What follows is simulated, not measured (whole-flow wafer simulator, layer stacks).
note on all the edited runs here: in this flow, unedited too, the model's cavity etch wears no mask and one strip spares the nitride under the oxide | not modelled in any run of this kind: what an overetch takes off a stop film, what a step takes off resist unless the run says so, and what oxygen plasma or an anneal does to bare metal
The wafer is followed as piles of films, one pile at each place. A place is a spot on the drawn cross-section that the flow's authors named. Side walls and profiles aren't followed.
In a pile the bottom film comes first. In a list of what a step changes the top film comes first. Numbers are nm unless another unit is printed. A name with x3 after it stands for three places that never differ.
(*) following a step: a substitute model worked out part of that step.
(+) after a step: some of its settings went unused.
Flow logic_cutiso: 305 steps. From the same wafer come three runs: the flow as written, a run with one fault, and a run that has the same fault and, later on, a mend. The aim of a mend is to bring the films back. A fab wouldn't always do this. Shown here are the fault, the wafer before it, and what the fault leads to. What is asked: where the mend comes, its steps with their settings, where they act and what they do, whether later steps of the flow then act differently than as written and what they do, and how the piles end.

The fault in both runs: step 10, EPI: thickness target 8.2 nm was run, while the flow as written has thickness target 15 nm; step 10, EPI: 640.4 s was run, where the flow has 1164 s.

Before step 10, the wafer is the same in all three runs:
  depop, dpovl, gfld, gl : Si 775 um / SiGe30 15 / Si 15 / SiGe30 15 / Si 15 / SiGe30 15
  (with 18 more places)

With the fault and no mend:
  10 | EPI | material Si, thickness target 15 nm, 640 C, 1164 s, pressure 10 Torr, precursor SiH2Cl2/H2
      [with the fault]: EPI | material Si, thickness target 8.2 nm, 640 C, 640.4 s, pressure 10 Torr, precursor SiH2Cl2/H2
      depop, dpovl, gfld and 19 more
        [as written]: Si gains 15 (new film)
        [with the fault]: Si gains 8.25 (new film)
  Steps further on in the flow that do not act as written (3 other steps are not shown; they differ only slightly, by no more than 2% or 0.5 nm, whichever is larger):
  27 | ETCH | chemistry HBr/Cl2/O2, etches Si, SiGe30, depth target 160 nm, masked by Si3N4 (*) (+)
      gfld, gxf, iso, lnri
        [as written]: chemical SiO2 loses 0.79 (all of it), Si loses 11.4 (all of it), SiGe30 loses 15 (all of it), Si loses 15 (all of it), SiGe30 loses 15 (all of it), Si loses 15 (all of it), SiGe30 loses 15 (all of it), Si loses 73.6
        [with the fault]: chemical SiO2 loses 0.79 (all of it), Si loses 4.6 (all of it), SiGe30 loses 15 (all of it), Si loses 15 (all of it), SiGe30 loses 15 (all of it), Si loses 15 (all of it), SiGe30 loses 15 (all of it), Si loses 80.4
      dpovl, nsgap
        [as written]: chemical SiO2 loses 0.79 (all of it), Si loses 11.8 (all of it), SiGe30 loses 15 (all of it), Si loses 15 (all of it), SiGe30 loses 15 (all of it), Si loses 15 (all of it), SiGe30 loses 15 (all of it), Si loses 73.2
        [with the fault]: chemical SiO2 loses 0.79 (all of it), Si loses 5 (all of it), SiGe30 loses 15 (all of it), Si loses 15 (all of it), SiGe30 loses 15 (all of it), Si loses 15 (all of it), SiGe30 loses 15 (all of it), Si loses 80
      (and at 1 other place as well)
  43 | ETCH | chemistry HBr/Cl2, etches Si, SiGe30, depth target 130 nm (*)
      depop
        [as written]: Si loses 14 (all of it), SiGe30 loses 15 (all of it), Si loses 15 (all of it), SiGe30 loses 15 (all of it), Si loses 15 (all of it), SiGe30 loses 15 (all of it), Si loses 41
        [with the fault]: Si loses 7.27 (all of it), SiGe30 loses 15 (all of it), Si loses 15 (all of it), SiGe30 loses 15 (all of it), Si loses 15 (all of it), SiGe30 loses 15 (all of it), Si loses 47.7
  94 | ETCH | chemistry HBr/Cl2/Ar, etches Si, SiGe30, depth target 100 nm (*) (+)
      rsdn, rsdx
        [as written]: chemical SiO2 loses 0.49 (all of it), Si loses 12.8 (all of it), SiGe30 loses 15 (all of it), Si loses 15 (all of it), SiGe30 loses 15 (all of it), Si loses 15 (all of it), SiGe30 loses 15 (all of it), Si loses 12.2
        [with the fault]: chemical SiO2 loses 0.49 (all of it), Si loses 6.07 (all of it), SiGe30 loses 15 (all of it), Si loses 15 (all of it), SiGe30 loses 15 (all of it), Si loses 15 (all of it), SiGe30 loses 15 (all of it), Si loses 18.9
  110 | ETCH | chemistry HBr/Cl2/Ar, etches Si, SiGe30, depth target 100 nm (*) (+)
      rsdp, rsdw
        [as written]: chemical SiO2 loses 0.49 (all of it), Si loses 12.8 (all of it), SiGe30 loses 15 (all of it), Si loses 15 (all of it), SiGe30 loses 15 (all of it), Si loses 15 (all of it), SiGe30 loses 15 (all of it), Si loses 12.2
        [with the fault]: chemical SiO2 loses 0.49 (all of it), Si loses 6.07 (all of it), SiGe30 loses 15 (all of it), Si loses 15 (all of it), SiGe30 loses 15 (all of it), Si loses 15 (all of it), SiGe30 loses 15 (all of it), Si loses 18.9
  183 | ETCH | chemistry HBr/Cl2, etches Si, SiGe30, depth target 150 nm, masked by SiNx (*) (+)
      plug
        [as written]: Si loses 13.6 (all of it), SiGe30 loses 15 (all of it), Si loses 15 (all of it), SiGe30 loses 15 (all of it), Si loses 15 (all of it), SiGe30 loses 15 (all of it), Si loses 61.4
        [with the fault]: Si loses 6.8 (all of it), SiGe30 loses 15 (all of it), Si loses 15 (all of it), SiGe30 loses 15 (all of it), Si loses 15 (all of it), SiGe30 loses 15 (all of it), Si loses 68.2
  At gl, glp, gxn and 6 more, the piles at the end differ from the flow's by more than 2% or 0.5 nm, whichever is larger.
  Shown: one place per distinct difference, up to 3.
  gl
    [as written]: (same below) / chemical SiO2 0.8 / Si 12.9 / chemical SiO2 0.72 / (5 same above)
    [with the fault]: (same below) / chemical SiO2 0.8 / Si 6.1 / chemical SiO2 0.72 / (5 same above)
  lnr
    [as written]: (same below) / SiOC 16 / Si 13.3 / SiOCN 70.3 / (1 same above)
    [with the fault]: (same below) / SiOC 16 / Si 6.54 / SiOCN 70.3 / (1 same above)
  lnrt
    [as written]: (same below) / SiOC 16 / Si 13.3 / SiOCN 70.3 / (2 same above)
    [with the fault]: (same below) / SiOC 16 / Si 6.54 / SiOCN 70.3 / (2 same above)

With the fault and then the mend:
  The mend stands after step 11.
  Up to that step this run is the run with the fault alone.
  11a | EPI | material Si, thickness target 6.8 nm, 640 C, 527.9 s, pressure 10 Torr, precursor SiH2Cl2/H2 (a further turn of the flow's step 10, with different settings)
      depop, dpovl, gfld and 19 more
        Si gains 6.8
  Every later step of the flow that is run acts as written, at every place that is followed, to within 2% or 0.5 nm, whichever is larger.
  By the end, the piles equal the flow's at every place that both follow.
